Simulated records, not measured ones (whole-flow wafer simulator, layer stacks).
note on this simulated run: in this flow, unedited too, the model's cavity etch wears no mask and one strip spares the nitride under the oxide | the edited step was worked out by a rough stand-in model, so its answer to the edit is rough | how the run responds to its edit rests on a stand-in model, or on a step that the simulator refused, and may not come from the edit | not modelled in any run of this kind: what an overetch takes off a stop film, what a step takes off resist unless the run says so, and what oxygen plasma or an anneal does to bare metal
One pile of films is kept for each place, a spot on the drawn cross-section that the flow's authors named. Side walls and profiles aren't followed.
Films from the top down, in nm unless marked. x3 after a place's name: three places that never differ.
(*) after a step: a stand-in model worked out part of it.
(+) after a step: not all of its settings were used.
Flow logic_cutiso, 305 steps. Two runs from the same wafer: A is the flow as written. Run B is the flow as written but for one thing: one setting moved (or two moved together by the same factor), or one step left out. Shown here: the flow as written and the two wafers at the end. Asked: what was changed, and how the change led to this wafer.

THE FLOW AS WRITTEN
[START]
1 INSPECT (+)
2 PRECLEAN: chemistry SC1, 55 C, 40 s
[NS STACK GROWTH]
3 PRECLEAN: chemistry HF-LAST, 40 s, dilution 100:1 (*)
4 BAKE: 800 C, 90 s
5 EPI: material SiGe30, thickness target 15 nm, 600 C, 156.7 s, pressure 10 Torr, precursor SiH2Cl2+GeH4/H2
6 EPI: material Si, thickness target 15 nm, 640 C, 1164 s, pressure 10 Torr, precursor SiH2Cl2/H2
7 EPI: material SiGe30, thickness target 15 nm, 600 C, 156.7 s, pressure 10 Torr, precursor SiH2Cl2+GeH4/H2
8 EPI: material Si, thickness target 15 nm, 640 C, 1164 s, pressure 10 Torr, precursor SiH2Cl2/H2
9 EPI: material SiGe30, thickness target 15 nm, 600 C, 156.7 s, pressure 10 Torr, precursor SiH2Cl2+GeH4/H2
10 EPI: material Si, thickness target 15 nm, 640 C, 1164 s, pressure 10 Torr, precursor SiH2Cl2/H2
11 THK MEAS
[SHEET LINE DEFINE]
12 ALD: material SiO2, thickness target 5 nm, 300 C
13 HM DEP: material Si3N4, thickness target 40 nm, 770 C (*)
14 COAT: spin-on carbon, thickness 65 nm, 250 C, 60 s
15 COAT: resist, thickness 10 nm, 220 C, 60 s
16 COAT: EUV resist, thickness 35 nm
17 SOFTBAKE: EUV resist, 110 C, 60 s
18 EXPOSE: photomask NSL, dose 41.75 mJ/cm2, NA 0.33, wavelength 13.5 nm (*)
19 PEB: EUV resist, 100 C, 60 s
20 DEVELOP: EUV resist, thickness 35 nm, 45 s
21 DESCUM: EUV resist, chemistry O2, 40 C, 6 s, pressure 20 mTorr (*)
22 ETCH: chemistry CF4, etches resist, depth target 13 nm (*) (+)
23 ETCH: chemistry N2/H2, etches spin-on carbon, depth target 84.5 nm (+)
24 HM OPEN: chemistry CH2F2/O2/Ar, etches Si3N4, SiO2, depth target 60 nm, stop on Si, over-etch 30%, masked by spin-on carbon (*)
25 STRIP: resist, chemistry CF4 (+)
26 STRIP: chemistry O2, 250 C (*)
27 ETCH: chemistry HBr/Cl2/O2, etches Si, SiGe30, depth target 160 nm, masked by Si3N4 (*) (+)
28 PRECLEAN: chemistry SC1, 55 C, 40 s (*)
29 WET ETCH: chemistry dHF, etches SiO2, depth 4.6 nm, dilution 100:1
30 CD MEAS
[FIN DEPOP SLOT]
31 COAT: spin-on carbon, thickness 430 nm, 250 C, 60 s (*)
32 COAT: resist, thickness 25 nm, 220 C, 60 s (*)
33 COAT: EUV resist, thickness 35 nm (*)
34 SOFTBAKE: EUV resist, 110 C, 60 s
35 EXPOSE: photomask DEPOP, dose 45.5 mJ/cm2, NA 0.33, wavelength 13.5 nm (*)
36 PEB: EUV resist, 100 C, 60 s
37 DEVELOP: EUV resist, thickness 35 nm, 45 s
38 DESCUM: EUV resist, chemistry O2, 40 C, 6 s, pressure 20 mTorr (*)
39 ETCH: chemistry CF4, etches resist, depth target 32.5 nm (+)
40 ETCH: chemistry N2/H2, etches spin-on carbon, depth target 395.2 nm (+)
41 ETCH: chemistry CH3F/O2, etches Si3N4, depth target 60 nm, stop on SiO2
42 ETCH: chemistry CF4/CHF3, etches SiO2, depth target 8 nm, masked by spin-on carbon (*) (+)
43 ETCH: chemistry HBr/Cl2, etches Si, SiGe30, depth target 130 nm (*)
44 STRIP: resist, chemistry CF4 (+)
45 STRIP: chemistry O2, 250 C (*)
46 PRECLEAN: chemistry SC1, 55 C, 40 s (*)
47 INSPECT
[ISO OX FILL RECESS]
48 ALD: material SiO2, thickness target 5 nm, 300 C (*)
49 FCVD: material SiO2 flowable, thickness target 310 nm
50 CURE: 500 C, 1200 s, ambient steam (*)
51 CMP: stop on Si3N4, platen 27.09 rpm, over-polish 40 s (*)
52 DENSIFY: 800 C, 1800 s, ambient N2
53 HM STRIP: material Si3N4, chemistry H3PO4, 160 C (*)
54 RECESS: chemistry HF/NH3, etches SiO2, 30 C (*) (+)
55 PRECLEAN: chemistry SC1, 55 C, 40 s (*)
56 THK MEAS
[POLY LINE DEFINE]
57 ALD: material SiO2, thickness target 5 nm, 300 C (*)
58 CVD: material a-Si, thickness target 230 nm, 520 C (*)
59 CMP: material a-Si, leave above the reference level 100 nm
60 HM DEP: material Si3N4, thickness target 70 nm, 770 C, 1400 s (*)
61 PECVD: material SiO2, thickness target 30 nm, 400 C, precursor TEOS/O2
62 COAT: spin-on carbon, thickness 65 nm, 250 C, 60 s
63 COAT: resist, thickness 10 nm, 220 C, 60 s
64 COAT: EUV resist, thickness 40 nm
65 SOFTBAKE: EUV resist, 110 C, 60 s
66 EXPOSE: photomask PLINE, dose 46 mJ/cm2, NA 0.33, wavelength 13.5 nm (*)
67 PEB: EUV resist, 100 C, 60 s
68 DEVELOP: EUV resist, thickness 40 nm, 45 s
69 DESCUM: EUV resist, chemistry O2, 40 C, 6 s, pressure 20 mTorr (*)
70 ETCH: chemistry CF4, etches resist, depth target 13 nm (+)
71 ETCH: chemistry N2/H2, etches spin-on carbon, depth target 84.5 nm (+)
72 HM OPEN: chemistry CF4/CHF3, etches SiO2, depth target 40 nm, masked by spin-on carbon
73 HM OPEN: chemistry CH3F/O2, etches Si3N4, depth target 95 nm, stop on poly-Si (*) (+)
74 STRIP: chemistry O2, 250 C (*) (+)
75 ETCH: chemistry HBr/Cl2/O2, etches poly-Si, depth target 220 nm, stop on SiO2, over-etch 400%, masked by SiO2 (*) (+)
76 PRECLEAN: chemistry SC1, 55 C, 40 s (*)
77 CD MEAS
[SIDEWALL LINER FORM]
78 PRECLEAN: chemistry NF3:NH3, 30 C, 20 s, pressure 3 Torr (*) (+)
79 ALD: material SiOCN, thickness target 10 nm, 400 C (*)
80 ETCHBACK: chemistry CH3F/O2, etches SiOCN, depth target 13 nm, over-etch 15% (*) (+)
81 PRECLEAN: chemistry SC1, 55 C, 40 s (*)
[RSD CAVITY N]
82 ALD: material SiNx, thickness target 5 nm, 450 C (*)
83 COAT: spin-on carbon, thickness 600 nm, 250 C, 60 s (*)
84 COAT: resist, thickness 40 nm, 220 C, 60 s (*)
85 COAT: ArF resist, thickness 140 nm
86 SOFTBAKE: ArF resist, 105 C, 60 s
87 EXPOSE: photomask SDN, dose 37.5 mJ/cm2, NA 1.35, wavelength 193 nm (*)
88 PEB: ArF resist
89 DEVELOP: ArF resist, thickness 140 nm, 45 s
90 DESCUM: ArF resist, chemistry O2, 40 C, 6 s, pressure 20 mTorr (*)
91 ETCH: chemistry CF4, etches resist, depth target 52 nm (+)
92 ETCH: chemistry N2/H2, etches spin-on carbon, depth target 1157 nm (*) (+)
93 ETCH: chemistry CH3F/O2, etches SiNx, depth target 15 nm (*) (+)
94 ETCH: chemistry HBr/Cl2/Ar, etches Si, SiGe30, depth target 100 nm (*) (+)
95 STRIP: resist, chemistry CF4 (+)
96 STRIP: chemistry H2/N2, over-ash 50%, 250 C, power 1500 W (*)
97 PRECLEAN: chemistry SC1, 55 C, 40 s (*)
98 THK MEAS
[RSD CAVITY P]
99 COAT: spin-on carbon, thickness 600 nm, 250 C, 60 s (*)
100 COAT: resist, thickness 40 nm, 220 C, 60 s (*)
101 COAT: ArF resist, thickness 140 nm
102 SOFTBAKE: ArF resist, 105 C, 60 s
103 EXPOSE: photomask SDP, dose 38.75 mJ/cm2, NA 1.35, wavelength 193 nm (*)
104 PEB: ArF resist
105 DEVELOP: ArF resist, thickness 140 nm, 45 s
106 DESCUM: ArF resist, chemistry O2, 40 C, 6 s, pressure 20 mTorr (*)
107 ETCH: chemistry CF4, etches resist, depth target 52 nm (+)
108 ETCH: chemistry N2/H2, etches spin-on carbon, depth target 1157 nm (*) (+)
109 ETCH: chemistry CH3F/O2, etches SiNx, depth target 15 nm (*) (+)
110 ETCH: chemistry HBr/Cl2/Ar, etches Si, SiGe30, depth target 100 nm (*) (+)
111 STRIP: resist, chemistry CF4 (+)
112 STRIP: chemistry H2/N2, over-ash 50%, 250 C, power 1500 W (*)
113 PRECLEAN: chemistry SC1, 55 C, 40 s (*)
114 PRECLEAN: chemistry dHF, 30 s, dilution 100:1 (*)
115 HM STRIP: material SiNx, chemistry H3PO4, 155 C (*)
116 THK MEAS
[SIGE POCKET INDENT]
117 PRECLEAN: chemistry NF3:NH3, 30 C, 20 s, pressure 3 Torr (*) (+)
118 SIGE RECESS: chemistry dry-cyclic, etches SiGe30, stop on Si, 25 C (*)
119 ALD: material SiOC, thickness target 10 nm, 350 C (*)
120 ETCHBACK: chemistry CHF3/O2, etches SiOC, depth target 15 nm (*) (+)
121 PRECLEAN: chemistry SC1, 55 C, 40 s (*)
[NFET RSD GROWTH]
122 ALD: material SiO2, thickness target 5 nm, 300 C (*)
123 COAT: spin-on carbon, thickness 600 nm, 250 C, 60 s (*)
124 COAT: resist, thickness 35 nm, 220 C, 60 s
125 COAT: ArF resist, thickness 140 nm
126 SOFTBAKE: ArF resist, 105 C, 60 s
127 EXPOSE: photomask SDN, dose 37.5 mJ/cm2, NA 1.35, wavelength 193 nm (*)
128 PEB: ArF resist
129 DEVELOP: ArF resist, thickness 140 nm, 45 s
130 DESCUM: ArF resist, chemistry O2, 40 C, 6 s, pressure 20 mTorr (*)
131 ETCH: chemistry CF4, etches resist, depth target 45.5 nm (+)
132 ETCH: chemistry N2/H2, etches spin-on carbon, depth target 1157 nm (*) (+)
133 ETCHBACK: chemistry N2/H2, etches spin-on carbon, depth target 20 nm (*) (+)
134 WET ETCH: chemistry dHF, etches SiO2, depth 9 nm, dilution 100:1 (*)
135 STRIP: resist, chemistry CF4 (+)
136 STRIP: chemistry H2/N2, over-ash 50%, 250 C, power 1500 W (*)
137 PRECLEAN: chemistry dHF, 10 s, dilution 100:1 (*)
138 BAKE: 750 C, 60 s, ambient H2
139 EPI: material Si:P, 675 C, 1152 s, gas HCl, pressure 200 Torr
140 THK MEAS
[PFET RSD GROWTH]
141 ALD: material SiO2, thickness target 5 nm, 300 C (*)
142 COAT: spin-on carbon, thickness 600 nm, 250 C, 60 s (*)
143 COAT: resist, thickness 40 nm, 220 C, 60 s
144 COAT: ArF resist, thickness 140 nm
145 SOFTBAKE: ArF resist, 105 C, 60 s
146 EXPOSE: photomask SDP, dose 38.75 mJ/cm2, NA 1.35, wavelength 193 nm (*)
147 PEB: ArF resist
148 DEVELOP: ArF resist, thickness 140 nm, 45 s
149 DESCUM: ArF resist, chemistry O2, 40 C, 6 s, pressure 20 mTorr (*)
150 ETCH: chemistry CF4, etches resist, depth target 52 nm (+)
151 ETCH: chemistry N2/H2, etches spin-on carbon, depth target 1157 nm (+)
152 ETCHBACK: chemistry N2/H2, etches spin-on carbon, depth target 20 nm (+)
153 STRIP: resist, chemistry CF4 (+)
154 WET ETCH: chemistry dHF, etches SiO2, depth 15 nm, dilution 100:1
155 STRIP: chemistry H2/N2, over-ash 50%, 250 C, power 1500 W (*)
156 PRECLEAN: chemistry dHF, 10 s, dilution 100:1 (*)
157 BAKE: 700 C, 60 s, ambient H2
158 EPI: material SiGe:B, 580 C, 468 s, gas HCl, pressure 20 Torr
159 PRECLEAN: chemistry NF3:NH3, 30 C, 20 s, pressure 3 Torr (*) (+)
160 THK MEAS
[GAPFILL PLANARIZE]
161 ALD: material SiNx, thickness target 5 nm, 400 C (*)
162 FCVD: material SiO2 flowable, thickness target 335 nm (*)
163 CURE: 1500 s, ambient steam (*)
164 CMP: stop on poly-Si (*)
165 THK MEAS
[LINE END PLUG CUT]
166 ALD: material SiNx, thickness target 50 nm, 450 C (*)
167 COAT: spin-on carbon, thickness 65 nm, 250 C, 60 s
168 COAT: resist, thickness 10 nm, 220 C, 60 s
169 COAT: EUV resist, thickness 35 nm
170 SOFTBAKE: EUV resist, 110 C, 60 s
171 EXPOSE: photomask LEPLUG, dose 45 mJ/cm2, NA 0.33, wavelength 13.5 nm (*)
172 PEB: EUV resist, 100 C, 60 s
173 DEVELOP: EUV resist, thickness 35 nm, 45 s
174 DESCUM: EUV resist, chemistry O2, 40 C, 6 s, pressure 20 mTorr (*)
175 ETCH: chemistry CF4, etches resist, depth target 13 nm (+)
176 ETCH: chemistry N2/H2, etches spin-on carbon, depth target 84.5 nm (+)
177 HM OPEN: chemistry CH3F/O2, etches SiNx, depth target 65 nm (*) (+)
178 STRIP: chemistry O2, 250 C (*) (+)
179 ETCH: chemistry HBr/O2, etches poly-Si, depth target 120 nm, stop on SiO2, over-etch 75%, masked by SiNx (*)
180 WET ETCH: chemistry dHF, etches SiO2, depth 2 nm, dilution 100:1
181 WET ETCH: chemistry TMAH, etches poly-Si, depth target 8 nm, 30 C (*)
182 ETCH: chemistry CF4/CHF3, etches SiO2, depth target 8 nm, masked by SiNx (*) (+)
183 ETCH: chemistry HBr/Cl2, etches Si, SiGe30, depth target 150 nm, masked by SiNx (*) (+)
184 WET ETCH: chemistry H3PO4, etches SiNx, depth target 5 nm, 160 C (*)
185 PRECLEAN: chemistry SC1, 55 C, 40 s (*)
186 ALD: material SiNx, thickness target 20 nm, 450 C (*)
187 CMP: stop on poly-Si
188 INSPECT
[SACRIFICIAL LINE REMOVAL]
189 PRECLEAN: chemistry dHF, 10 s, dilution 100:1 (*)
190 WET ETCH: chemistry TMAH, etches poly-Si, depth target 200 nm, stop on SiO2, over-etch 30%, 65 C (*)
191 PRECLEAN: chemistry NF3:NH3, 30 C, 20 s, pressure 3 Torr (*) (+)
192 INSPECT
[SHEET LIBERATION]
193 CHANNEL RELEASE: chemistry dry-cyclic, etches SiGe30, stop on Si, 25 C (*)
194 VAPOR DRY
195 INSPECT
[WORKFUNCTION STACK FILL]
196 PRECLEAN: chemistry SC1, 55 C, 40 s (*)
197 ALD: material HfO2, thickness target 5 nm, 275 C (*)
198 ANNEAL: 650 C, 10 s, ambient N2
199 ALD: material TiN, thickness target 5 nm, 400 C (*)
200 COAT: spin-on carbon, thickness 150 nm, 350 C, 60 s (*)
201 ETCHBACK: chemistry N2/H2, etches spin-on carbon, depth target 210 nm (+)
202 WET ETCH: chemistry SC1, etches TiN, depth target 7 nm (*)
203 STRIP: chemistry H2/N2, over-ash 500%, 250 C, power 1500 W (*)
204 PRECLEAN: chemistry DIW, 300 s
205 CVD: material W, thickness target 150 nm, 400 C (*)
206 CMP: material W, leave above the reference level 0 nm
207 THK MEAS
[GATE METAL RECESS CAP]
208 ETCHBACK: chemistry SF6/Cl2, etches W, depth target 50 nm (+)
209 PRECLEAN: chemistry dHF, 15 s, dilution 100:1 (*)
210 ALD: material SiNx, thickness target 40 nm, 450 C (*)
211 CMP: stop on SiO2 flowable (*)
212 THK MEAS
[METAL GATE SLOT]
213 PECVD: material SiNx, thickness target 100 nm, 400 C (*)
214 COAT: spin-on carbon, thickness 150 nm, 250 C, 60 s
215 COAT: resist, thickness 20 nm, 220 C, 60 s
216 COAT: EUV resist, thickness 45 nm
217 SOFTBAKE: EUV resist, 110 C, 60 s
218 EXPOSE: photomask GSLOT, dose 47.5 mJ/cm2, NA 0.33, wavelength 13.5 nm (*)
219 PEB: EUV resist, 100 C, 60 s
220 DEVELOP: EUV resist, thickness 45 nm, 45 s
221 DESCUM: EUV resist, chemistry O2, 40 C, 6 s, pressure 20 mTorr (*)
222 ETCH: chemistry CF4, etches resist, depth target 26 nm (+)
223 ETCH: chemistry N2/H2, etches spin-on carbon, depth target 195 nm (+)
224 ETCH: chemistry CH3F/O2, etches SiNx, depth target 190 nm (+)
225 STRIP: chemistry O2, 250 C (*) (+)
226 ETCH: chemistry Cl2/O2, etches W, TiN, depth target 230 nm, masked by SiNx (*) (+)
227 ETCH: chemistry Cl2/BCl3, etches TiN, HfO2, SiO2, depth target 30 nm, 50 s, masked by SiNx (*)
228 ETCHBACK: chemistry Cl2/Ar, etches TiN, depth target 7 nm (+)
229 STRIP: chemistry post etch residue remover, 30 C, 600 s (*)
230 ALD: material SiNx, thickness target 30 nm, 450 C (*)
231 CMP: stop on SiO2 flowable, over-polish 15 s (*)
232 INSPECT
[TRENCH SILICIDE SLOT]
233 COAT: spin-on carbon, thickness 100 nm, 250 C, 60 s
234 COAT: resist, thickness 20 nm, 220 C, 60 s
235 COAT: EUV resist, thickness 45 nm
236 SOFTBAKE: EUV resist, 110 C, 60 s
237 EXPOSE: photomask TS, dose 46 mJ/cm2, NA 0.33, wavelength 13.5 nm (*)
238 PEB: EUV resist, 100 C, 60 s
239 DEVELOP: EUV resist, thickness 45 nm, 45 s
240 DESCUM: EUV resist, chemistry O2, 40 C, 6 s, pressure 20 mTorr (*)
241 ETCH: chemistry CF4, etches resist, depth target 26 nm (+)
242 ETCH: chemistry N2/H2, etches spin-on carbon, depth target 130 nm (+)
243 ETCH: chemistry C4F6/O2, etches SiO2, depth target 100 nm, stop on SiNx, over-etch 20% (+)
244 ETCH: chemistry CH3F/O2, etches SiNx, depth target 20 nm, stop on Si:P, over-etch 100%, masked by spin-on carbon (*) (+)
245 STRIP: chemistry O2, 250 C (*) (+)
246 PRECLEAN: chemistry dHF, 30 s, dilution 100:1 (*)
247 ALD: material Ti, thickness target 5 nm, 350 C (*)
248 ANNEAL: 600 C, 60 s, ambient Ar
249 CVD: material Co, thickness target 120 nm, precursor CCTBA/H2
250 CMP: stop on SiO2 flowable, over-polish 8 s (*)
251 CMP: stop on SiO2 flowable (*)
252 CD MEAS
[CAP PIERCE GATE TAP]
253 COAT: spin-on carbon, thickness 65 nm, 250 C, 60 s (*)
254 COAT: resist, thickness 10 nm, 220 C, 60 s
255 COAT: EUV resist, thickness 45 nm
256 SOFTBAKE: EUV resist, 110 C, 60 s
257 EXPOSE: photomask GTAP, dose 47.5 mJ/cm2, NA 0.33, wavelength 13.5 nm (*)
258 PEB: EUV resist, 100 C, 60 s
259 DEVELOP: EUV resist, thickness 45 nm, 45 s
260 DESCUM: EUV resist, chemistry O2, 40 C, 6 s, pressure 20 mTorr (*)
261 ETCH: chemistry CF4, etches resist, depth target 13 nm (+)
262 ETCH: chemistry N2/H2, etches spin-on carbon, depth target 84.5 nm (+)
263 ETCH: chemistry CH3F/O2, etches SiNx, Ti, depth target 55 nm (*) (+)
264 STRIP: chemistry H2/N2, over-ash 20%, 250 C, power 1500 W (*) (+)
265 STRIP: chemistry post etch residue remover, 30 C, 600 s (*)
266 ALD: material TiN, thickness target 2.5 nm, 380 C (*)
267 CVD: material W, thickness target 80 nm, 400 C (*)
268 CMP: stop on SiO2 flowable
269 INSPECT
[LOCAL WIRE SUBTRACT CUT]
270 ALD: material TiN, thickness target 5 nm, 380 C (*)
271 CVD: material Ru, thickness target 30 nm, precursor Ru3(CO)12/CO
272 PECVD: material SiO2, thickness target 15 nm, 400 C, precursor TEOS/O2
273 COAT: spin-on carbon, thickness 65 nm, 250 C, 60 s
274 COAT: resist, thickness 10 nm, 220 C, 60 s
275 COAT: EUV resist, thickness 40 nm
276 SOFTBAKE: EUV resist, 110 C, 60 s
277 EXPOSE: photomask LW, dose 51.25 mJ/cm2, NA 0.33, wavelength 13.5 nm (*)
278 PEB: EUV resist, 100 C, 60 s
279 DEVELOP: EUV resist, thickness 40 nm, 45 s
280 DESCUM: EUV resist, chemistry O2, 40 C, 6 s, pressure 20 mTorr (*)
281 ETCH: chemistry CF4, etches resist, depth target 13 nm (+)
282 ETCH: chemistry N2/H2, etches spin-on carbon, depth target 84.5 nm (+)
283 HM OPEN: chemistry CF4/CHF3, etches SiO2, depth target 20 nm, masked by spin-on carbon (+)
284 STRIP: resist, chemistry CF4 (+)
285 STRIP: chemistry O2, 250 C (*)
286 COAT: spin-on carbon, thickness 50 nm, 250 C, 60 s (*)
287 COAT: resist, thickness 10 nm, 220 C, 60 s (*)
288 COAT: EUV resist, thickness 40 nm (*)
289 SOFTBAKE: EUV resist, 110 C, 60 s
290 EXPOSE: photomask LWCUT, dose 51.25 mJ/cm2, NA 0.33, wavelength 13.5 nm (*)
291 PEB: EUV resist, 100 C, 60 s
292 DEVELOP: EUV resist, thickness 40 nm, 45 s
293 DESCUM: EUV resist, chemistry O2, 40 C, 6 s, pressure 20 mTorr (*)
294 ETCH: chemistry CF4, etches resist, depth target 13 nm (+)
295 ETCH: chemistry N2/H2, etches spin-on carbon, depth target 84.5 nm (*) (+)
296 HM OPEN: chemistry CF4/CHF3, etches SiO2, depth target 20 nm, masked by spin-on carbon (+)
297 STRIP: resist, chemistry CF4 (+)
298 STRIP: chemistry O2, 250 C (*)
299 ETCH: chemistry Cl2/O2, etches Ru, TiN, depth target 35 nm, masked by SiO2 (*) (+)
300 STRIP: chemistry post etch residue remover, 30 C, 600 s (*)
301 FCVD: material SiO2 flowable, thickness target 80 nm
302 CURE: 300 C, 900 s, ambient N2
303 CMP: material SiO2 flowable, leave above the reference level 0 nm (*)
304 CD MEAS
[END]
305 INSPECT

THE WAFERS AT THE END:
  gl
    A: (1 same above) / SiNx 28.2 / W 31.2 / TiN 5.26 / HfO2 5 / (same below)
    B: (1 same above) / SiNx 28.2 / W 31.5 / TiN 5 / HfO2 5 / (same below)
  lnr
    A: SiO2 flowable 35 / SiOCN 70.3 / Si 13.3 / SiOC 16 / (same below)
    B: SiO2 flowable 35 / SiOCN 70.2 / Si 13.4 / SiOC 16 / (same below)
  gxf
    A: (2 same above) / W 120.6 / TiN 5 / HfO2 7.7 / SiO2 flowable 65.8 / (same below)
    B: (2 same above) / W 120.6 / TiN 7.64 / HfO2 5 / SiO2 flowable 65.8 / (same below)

The cause: step 75, ETCH: depth target 93.5 nm was run, where the flow has depth target 220 nm.

How the change led to this, step by step:
  75 ETCH: chemistry HBr/Cl2/O2, etches poly-Si, depth target 220 nm, stop on SiO2, over-etch 400%, masked by SiO2 (*) (+)
      lnr, lnrp, lnrt, rsdn, rsdp, rsdw, rsdx: A chemical SiO2 -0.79 (all of it), poly-Si -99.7 (all of it), SiO2 -5 (all of it) | B chemical SiO2 -0.79 (all of it), poly-Si -99.7 (all of it), SiO2 -1.84
      depop, dpovl, gfld and 10 more: A SiO2 -9.58 | B SiO2 -7.19
      (and at 2 more places)
  78 PRECLEAN: chemistry NF3:NH3, 30 C, 20 s, pressure 3 Torr (*) (+)
      lnr, lnrp, lnrt, rsdn, rsdp, rsdw, rsdx: A chemical SiO2 -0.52 (all of it) | B SiO2 -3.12 (all of it), chemical SiO2 -0.49 (all of it)
      iso, lnri: A SiO2 -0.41 (all of it), SiO2 flowable -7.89 | B SiO2 -3.57 (all of it), SiO2 flowable -4.24
  120 ETCHBACK: chemistry CHF3/O2, etches SiOC, depth target 15 nm (*) (+)
      gl, tap: A SiOC -10 (all of it), SiO2 -4.21 (all of it), Si3N4 -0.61 | B SiOC -10 (all of it), SiO2 -5
      glp: A SiOC -10 (all of it), SiO2 -4.25 (all of it), Si3N4 -0.58 | B SiOC -10 (all of it), SiO2 -5
      (and at 2 more places)
  122 ALD: material SiO2, thickness target 5 nm, 300 C (*)
      gl, glp, tap: A SiO2 +5 (new film) | B SiO2 +5
      gxn: A SiO2 +6.76 (new film) | B SiO2 +7.15
      (and at 1 more place)
  132 ETCH: chemistry N2/H2, etches spin-on carbon, depth target 1157 nm (*) (+)
      gl, tap: A spin-on carbon -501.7 (all of it), SiO2 -5 (all of it), Si3N4 -0.5 | B spin-on carbon -501.5 (all of it), SiO2 -6.05
  133 ETCHBACK: chemistry N2/H2, etches spin-on carbon, depth target 20 nm (*) (+)
      gxn: A SiO2 -0.7 (all of it), Si3N4 -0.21 | B SiO2 -1.11
  134 WET ETCH: chemistry dHF, etches SiO2, depth 9 nm, dilution 100:1 (*)
      gxn: A Si3N4 -0.34 | B SiO2 -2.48 (all of it), Si3N4 -0.19
  141 ALD: material SiO2, thickness target 5 nm, 300 C (*)
      gxn: A SiO2 +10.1 (new film) | B SiO2 +12 (new film)
  153 STRIP: resist, chemistry CF4 (+)
      gxp: A SiO2 -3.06 (all of it) | B SiO2 -5.33
      glp: A SiO2 -1.36 (all of it) | B SiO2 -2.91 (all of it)
  154 WET ETCH: chemistry dHF, etches SiO2, depth 15 nm, dilution 100:1
      gxp: A nothing | B SiO2 -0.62 (all of it)
  161 ALD: material SiNx, thickness target 5 nm, 400 C (*)
      gxp: A SiNx +5 (new film) | B SiNx +5.65 (new film)
  164 CMP: stop on poly-Si (*)
      depop, dpovl, isow, ns, nsgap: A SiO2 flowable -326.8 (all of it), SiNx -5 (all of it), SiO2 -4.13 (all of it), Si3N4 -70 (all of it) | B SiO2 flowable -326.8 (all of it), SiNx -5 (all of it), SiO2 -6.52 (all of it), Si3N4 -70 (all of it)
      gfld, gxf: A SiO2 flowable -251.9 (all of it), SiNx -5 (all of it), SiO2 -4.13 (all of it), Si3N4 -70 (all of it) | B SiO2 flowable -251.5 (all of it), SiNx -5 (all of it), SiO2 -6.52 (all of it), Si3N4 -70 (all of it)
      (and at 9 more places)
  197 ALD: material HfO2, thickness target 5 nm, 275 C (*)
      gxf: A HfO2 +7.7 (new film) | B HfO2 +5 (new film)
  199 ALD: material TiN, thickness target 5 nm, 400 C (*)
      gfld: A TiN +7.64 (new film) | B TiN +5.61 (new film)
      gxf: A TiN +5 (new film) | B TiN +7.64 (new film)
  226 ETCH: chemistry Cl2/O2, etches W, TiN, depth target 230 nm, masked by SiNx (*) (+)
      gfld: A W -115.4 (all of it), TiN -7.64 (all of it), HfO2 -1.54 | B W -117.5 (all of it), TiN -5.61 (all of it), HfO2 -1.54
